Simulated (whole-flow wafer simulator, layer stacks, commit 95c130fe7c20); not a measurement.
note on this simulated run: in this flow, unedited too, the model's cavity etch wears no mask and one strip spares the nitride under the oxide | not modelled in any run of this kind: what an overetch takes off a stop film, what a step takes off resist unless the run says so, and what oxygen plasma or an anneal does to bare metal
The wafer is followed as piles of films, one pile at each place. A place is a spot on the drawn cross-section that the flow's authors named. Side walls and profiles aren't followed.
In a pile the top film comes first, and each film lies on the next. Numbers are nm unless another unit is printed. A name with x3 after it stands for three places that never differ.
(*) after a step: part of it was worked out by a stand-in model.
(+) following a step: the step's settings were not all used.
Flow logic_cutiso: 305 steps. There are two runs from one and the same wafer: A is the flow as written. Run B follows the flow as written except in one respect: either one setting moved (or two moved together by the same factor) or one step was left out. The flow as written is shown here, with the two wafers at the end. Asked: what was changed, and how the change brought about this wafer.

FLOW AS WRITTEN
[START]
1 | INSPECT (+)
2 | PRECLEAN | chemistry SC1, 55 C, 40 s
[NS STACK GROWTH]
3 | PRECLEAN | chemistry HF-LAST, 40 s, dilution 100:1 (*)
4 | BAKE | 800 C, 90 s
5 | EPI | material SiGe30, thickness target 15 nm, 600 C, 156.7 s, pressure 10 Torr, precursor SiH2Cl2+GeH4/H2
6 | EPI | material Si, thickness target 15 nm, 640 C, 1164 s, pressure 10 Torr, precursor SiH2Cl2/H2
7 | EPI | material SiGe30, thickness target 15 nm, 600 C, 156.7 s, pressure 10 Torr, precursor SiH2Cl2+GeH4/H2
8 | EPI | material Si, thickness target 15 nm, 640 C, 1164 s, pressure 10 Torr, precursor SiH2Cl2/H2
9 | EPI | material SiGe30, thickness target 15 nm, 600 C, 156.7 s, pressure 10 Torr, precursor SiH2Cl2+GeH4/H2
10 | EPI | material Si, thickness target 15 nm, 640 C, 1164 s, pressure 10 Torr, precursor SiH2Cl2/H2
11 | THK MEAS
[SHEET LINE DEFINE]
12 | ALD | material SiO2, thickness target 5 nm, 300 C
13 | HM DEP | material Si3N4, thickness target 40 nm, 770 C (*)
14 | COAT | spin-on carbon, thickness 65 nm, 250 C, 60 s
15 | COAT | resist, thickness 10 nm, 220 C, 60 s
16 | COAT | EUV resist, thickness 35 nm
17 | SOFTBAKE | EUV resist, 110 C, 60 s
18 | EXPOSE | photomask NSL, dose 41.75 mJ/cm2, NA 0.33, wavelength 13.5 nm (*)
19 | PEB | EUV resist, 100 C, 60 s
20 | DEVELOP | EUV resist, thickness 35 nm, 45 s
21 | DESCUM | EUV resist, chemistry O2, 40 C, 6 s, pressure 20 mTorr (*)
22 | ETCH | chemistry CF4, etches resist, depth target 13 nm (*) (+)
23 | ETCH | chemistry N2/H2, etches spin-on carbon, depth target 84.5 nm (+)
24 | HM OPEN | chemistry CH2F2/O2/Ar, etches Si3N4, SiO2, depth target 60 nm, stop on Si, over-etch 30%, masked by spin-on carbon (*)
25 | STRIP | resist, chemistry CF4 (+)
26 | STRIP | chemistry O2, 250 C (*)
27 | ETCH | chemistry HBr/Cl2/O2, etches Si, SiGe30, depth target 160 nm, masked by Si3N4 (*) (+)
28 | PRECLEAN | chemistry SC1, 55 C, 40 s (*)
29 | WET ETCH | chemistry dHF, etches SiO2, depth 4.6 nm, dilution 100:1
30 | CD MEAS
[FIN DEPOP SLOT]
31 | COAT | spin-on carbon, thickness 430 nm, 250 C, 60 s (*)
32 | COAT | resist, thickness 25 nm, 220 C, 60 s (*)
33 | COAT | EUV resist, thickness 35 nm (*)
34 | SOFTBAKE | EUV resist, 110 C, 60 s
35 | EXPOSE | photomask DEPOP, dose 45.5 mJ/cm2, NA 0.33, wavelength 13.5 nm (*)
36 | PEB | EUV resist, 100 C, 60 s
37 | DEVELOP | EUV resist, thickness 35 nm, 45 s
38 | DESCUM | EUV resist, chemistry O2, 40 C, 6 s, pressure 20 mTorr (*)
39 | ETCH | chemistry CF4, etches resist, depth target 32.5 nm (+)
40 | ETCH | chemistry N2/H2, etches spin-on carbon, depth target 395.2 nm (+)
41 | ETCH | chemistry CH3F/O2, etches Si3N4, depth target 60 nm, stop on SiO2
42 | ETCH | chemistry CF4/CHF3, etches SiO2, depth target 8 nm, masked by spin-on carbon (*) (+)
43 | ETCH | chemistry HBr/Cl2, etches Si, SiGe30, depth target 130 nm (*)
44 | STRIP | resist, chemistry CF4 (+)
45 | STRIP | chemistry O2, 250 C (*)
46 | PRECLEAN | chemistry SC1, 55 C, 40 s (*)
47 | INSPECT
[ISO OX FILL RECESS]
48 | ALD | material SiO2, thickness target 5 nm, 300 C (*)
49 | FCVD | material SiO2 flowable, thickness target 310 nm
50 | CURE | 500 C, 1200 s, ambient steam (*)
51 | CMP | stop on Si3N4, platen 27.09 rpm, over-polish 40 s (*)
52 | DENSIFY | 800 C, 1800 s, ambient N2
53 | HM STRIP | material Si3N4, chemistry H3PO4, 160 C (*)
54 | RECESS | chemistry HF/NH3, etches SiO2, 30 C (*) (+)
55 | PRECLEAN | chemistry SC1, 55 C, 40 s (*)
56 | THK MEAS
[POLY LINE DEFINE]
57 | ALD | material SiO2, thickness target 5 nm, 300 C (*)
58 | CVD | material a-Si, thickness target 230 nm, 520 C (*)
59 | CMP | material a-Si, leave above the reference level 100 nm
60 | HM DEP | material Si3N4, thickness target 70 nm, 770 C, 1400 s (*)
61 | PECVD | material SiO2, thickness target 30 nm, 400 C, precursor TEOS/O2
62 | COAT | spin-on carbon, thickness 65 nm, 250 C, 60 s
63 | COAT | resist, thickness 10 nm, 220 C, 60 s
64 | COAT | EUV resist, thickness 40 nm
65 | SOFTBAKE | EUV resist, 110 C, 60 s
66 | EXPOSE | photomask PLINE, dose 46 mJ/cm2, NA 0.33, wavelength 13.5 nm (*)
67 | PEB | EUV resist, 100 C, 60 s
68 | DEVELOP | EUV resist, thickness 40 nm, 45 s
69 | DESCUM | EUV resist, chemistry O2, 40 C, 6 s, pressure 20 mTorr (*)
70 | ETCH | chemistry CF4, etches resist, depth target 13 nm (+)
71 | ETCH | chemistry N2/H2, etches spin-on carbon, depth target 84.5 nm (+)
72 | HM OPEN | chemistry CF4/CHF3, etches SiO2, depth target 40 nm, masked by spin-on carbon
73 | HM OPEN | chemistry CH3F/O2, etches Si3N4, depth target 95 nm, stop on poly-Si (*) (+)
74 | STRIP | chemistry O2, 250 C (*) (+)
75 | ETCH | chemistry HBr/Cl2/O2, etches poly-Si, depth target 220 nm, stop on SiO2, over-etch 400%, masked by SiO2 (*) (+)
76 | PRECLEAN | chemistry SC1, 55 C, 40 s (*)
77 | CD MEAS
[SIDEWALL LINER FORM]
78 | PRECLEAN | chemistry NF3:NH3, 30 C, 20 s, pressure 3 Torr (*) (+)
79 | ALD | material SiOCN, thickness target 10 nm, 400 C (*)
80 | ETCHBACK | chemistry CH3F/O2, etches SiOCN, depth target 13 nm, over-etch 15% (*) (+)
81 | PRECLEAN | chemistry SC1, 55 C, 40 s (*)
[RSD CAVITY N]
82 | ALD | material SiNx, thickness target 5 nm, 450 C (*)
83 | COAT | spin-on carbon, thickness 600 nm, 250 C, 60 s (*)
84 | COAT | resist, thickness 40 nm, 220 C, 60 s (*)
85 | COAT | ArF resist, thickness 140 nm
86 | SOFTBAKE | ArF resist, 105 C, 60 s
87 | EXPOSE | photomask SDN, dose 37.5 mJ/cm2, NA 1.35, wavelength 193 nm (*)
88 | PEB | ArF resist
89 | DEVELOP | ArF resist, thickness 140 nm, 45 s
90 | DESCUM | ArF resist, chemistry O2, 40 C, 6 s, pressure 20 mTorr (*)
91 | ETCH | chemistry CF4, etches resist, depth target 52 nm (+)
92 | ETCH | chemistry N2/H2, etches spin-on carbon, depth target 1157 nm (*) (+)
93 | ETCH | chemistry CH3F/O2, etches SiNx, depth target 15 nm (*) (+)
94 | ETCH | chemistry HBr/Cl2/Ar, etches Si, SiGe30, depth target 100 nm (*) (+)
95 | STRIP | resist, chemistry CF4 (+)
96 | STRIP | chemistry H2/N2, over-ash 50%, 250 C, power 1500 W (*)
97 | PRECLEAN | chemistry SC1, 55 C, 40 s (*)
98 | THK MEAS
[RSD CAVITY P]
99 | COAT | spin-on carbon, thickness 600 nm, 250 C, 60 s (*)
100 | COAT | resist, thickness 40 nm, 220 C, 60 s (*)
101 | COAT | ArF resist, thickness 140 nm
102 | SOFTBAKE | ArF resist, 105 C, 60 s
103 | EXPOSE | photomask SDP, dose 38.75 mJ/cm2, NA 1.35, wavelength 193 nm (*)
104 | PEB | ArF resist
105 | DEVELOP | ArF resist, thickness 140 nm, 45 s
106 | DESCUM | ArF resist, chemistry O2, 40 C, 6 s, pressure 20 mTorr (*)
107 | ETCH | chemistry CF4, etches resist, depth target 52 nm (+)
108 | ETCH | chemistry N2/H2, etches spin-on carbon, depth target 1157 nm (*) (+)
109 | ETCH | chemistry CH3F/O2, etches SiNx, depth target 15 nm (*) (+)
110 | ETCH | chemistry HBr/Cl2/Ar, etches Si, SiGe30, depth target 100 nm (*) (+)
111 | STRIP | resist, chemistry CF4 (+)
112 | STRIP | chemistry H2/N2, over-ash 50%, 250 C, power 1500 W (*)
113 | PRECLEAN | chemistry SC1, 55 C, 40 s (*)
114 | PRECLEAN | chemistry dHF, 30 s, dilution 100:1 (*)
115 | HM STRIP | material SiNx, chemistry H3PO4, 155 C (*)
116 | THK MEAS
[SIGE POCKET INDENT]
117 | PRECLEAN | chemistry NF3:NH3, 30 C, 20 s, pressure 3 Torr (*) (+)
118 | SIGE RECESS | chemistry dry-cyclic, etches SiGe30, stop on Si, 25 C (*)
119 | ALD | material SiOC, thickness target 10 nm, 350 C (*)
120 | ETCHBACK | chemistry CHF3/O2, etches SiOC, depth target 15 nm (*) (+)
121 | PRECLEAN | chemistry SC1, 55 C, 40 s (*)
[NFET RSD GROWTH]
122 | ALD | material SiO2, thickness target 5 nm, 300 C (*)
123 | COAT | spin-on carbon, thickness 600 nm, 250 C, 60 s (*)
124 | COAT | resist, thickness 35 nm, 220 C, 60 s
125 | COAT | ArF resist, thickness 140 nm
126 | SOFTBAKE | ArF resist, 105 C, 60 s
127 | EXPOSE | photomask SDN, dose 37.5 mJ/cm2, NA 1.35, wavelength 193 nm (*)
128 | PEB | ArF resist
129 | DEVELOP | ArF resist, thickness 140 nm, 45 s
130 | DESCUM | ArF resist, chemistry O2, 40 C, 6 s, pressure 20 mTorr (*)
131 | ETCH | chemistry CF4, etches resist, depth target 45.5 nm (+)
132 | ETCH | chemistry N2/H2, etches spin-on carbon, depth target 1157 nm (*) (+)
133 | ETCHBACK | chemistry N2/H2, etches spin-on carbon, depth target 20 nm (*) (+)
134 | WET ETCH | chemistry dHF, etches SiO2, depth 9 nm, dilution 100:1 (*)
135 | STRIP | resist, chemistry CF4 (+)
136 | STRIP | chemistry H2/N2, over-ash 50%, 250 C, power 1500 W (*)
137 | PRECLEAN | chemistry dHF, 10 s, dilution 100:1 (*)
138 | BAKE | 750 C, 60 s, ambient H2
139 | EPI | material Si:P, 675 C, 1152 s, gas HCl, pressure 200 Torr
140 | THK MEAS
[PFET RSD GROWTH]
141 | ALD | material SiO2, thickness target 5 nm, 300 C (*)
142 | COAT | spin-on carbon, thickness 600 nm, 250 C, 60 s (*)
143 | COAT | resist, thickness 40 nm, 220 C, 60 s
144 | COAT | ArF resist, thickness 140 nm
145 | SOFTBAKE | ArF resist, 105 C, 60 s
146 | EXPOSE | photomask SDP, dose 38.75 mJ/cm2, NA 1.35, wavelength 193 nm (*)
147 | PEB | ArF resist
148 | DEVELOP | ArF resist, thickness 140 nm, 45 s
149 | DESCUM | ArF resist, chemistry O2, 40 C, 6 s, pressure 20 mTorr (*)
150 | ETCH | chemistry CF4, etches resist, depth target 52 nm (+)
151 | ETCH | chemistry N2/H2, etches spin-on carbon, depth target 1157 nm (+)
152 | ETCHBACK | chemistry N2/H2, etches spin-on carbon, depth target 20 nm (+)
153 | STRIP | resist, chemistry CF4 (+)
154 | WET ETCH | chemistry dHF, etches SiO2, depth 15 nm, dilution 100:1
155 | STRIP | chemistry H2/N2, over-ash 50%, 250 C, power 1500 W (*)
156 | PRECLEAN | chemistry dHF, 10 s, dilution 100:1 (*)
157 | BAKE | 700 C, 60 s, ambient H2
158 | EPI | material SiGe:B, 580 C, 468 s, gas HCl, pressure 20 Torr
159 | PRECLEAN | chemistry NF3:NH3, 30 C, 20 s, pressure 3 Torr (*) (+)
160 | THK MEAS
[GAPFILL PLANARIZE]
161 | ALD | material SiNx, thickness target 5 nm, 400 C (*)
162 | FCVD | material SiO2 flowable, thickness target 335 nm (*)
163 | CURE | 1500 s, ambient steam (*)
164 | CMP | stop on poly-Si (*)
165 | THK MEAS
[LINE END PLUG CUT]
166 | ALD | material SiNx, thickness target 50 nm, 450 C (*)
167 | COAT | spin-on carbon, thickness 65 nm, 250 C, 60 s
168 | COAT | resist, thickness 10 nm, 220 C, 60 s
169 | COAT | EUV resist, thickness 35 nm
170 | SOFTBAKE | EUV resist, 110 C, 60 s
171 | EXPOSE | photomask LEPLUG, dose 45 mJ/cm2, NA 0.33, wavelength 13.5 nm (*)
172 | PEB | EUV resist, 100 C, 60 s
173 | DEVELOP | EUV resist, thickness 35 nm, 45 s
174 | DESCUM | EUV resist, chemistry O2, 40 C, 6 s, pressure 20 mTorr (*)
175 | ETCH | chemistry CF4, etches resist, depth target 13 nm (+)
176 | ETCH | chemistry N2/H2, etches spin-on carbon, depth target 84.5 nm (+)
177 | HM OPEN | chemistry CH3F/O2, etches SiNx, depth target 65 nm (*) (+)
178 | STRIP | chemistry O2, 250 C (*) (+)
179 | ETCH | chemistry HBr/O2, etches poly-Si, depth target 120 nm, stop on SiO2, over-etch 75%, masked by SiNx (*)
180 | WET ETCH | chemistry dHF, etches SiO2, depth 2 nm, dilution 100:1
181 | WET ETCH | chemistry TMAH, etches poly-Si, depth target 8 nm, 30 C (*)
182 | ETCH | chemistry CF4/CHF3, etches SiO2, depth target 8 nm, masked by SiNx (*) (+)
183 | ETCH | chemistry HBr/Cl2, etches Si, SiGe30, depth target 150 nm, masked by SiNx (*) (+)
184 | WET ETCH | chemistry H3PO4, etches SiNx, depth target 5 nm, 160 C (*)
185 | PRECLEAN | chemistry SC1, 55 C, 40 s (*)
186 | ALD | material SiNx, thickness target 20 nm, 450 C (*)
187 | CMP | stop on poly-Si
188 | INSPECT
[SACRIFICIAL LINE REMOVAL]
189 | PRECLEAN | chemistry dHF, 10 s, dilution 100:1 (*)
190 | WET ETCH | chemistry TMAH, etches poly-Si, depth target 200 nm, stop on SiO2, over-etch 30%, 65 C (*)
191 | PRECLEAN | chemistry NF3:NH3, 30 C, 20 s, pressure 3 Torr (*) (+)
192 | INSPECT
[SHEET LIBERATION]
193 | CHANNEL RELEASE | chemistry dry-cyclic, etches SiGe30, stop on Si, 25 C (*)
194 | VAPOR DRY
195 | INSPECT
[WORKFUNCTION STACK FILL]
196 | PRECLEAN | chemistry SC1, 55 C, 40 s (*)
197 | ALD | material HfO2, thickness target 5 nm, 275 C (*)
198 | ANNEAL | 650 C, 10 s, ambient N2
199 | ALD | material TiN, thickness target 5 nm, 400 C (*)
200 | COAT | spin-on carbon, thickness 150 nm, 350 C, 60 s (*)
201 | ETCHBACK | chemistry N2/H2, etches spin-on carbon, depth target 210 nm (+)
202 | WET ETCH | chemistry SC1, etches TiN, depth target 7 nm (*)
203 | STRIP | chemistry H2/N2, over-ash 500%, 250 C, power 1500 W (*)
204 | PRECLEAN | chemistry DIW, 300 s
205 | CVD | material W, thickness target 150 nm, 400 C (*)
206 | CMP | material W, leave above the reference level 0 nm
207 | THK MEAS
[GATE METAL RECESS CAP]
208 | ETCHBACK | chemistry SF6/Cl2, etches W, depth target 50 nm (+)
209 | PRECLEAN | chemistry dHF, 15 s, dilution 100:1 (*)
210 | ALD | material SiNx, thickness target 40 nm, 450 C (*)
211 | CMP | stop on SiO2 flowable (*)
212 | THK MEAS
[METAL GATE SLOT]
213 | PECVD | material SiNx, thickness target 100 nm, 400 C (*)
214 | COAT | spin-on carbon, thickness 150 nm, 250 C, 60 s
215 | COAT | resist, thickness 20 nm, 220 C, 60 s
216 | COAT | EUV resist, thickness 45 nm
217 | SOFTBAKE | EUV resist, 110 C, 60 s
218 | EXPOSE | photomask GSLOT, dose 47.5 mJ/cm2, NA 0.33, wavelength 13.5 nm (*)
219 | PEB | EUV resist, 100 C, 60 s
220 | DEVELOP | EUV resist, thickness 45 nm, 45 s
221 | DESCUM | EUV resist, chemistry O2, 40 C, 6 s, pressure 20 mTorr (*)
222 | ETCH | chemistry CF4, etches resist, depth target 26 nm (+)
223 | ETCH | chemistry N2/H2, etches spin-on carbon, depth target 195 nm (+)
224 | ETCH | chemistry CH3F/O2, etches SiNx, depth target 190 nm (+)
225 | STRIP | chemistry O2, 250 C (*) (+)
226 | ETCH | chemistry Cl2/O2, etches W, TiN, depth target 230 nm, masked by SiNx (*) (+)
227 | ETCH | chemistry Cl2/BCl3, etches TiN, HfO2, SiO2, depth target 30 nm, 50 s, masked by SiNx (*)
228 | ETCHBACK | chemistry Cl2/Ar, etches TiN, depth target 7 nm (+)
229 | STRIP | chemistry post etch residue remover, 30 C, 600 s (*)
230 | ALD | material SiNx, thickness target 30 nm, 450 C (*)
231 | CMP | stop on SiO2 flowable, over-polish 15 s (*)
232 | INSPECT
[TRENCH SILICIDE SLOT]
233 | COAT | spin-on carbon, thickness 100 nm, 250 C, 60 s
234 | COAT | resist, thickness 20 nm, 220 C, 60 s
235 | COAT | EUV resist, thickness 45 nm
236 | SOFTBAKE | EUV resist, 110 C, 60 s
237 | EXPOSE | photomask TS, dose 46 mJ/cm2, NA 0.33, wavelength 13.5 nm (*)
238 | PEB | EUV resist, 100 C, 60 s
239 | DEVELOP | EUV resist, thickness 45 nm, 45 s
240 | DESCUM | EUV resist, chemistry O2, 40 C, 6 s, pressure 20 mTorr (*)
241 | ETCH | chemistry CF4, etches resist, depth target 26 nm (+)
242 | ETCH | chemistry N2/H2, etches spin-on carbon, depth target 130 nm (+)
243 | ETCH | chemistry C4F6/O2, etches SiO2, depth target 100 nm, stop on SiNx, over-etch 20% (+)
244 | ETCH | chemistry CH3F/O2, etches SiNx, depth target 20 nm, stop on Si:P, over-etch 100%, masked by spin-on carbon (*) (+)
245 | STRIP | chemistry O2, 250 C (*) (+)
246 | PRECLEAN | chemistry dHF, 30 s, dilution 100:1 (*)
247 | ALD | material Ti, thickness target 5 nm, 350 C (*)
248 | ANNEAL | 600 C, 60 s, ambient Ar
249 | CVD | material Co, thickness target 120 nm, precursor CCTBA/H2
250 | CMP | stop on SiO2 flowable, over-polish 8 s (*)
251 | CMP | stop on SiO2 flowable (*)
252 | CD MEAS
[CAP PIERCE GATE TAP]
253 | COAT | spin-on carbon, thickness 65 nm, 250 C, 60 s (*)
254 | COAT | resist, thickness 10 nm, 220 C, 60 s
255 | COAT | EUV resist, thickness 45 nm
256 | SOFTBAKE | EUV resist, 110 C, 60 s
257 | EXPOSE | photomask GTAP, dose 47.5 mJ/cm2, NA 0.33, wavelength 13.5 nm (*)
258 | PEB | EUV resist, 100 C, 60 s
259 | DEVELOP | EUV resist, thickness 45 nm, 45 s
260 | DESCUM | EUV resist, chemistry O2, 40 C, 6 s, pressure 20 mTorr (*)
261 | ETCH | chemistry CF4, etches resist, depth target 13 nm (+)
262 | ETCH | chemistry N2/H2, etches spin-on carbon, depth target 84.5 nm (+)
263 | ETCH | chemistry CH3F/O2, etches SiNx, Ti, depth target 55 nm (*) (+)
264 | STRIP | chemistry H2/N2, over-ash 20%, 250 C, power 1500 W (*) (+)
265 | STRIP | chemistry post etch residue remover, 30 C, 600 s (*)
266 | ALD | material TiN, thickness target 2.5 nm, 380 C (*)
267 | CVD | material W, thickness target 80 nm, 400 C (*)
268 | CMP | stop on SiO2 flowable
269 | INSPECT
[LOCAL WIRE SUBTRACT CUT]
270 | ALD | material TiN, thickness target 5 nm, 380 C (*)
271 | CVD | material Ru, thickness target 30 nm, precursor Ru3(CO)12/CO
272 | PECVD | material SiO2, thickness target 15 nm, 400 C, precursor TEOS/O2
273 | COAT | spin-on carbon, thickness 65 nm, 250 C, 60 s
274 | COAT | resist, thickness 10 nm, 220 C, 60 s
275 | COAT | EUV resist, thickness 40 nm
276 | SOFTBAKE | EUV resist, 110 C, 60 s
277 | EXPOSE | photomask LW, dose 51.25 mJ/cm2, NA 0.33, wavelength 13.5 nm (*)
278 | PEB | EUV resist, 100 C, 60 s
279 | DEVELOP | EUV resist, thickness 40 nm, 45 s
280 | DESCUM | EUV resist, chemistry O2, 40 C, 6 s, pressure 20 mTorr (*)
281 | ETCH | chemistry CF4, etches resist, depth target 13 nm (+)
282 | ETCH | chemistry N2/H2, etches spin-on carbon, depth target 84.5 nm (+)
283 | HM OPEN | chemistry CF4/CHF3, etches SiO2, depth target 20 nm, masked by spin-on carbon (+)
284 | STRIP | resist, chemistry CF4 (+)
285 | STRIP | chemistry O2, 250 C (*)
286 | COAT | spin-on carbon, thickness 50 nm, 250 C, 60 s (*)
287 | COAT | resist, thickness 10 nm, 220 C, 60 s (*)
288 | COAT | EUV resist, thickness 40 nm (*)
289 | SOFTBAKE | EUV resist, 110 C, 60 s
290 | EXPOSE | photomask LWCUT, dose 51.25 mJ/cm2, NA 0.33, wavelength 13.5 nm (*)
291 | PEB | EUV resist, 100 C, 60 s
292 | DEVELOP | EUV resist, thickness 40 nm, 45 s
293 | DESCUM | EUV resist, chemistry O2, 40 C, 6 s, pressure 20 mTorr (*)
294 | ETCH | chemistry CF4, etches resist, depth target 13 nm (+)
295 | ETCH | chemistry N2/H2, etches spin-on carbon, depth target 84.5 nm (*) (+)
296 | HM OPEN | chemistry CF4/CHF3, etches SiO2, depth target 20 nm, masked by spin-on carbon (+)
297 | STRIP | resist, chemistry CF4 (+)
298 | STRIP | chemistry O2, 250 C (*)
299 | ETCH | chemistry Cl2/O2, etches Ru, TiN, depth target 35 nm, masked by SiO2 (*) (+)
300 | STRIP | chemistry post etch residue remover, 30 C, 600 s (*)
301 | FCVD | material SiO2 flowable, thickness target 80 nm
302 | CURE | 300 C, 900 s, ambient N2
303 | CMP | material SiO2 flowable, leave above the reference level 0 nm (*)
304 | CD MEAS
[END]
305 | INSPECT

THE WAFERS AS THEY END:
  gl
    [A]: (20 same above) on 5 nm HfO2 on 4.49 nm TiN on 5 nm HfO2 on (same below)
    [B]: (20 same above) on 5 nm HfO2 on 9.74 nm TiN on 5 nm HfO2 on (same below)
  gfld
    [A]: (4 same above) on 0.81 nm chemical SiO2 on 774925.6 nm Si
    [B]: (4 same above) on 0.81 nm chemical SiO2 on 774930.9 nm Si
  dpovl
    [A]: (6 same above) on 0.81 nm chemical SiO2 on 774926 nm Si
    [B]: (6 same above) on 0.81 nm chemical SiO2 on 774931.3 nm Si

Cause: step 5, EPI: 211.5 s was run, whereas the flow has 156.7 s.

Step by step, how the change led to this:
  5 | EPI | material SiGe30, thickness target 15 nm, 600 C, 156.7 s, pressure 10 Torr, precursor SiH2Cl2+GeH4/H2
      depop, dpovl, gfld and 19 more: A SiGe30 gains 15 (new film) | B SiGe30 gains 20.3 (new film)
  27 | ETCH | chemistry HBr/Cl2/O2, etches Si, SiGe30, depth target 160 nm, masked by Si3N4 (*) (+)
      gfld, gxf, iso, lnri: A chemical SiO2 loses 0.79 (all of it), Si loses 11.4 (all of it), SiGe30 loses 15 (all of it), Si loses 15 (all of it), SiGe30 loses 15 (all of it), Si loses 15 (all of it), SiGe30 loses 15 (all of it), Si loses 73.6 | B chemical SiO2 loses 0.79 (all of it), Si loses 11.4 (all of it), SiGe30 loses 15 (all of it), Si loses 15 (all of it), SiGe30 loses 15 (all of it), Si loses 15 (all of it), SiGe30 loses 20.3 (all of it), Si loses 68.4
      dpovl, nsgap: A chemical SiO2 loses 0.79 (all of it), Si loses 11.8 (all of it), SiGe30 loses 15 (all of it), Si loses 15 (all of it), SiGe30 loses 15 (all of it), Si loses 15 (all of it), SiGe30 loses 15 (all of it), Si loses 73.2 | B chemical SiO2 loses 0.79 (all of it), Si loses 11.8 (all of it), SiGe30 loses 15 (all of it), Si loses 15 (all of it), SiGe30 loses 15 (all of it), Si loses 15 (all of it), SiGe30 loses 20.3 (all of it), Si loses 68
      (as well as at 1 more place)
  43 | ETCH | chemistry HBr/Cl2, etches Si, SiGe30, depth target 130 nm (*)
      depop: A Si loses 14 (all of it), SiGe30 loses 15 (all of it), Si loses 15 (all of it), SiGe30 loses 15 (all of it), Si loses 15 (all of it), SiGe30 loses 15 (all of it), Si loses 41 | B Si loses 14 (all of it), SiGe30 loses 15 (all of it), Si loses 15 (all of it), SiGe30 loses 15 (all of it), Si loses 15 (all of it), SiGe30 loses 20.3 (all of it), Si loses 35.7
  94 | ETCH | chemistry HBr/Cl2/Ar, etches Si, SiGe30, depth target 100 nm (*) (+)
      rsdn, rsdx: A chemical SiO2 loses 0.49 (all of it), Si loses 12.8 (all of it), SiGe30 loses 15 (all of it), Si loses 15 (all of it), SiGe30 loses 15 (all of it), Si loses 15 (all of it), SiGe30 loses 15 (all of it), Si loses 12.2 | B chemical SiO2 loses 0.49 (all of it), Si loses 12.8 (all of it), SiGe30 loses 15 (all of it), Si loses 15 (all of it), SiGe30 loses 15 (all of it), Si loses 15 (all of it), SiGe30 loses 20.3 (all of it), Si loses 6.91
  110 | ETCH | chemistry HBr/Cl2/Ar, etches Si, SiGe30, depth target 100 nm (*) (+)
      rsdp, rsdw: A chemical SiO2 loses 0.49 (all of it), Si loses 12.8 (all of it), SiGe30 loses 15 (all of it), Si loses 15 (all of it), SiGe30 loses 15 (all of it), Si loses 15 (all of it), SiGe30 loses 15 (all of it), Si loses 12.2 | B chemical SiO2 loses 0.49 (all of it), Si loses 12.8 (all of it), SiGe30 loses 15 (all of it), Si loses 15 (all of it), SiGe30 loses 15 (all of it), Si loses 15 (all of it), SiGe30 loses 20.3 (all of it), Si loses 6.91
  118 | SIGE RECESS | chemistry dry-cyclic, etches SiGe30, stop on Si, 25 C (*)
      lnr, lnrp, lnrt: A SiOCN loses 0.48, Si loses 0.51, cavity gains 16 (new film), SiGe30 loses 15 (all of it), Si loses 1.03, cavity gains 16 (new film), SiGe30 loses 15 (all of it), Si loses 1.03, cavity gains 16 (new film), SiGe30 loses 15 (all of it), Si loses 0.51 | B SiOCN loses 0.48, Si loses 0.51, cavity gains 16 (new film), SiGe30 loses 15 (all of it), Si loses 1.03, cavity gains 16 (new film), SiGe30 loses 15 (all of it), Si loses 1.03, cavity gains 21.3 (new film), SiGe30 loses 20.3 (all of it), Si loses 0.51
  119 | ALD | material SiOC, thickness target 10 nm, 350 C (*)
      lnr, lnrp, lnrt: A SiOC gains 10 (new film), SiOC gains 16 (new film), cavity loses 16 (all of it), SiOC gains 16 (new film), cavity loses 16 (all of it), SiOC gains 16 (new film), cavity loses 16 (all of it) | B SiOC gains 10 (new film), SiOC gains 16 (new film), cavity loses 16 (all of it), SiOC gains 16 (new film), cavity loses 16 (all of it), SiOC gains 21.3 (new film), cavity loses 21.3 (all of it)
  183 | ETCH | chemistry HBr/Cl2, etches Si, SiGe30, depth target 150 nm, masked by SiNx (*) (+)
      plug: A Si loses 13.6 (all of it), SiGe30 loses 15 (all of it), Si loses 15 (all of it), SiGe30 loses 15 (all of it), Si loses 15 (all of it), SiGe30 loses 15 (all of it), Si loses 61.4 | B Si loses 13.6 (all of it), SiGe30 loses 15 (all of it), Si loses 15 (all of it), SiGe30 loses 15 (all of it), Si loses 15 (all of it), SiGe30 loses 20.3 (all of it), Si loses 56.2
  193 | CHANNEL RELEASE | chemistry dry-cyclic, etches SiGe30, stop on Si, 25 C (*)
      gl, glp, gxn, gxp, ns, tap: A chemical SiO2 gains 0.8 (new film), Si loses 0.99, chemical SiO2 gains 0.8 (new film), cavity gains 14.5 (new film), chemical SiO2 gains 0.8 (new film), SiGe30 loses 15 (all of it), Si loses 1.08, chemical SiO2 gains 0.8 (new film), cavity gains 14.5 (new film), chemical SiO2 gains 0.8 (new film), SiGe30 loses 15 (all of it), Si loses 1.08, chemical SiO2 gains 0.8 (new film), cavity gains 14.5 (new film), chemical SiO2 gains 0.8 (new film), SiGe30 loses 15 (all of it), Si loses 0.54 | B chemical SiO2 gains 0.8 (new film), Si loses 0.99, chemical SiO2 gains 0.8 (new film), cavity gains 14.5 (new film), chemical SiO2 gains 0.8 (new film), SiGe30 loses 15 (all of it), Si loses 1.08, chemical SiO2 gains 0.8 (new film), cavity gains 14.5 (new film), chemical SiO2 gains 0.8 (new film), SiGe30 loses 15 (all of it), Si loses 1.08, chemical SiO2 gains 0.8 (new film), cavity gains 19.7 (new film), chemical SiO2 gains 0.8 (new film), SiGe30 loses 20.3 (all of it), Si loses 0.54
  199 | ALD | material TiN, thickness target 5 nm, 400 C (*)
      gl, glp, tap: A TiN gains 5.26 (new film), TiN gains 4.49 (new film), cavity loses 4.49 (all of it), TiN gains 4.49 (new film), cavity loses 4.49 (all of it), TiN gains 4.49 (new film), cavity loses 4.49 (all of it) | B TiN gains 5.26 (new film), TiN gains 4.49 (new film), cavity loses 4.49 (all of it), TiN gains 4.49 (new film), cavity loses 4.49 (all of it), TiN gains 9.74 (new film), cavity loses 9.74 (all of it)
      gxn, gxp, ns: A TiN gains 5 (new film), TiN gains 4.49 (new film), cavity loses 4.49 (all of it), TiN gains 4.49 (new film), cavity loses 4.49 (all of it), TiN gains 4.49 (new film), cavity loses 4.49 (all of it) | B TiN gains 5 (new film), TiN gains 4.49 (new film), cavity loses 4.49 (all of it), TiN gains 4.49 (new film), cavity loses 4.49 (all of it), TiN gains 9.74 (new film), cavity loses 9.74 (all of it)
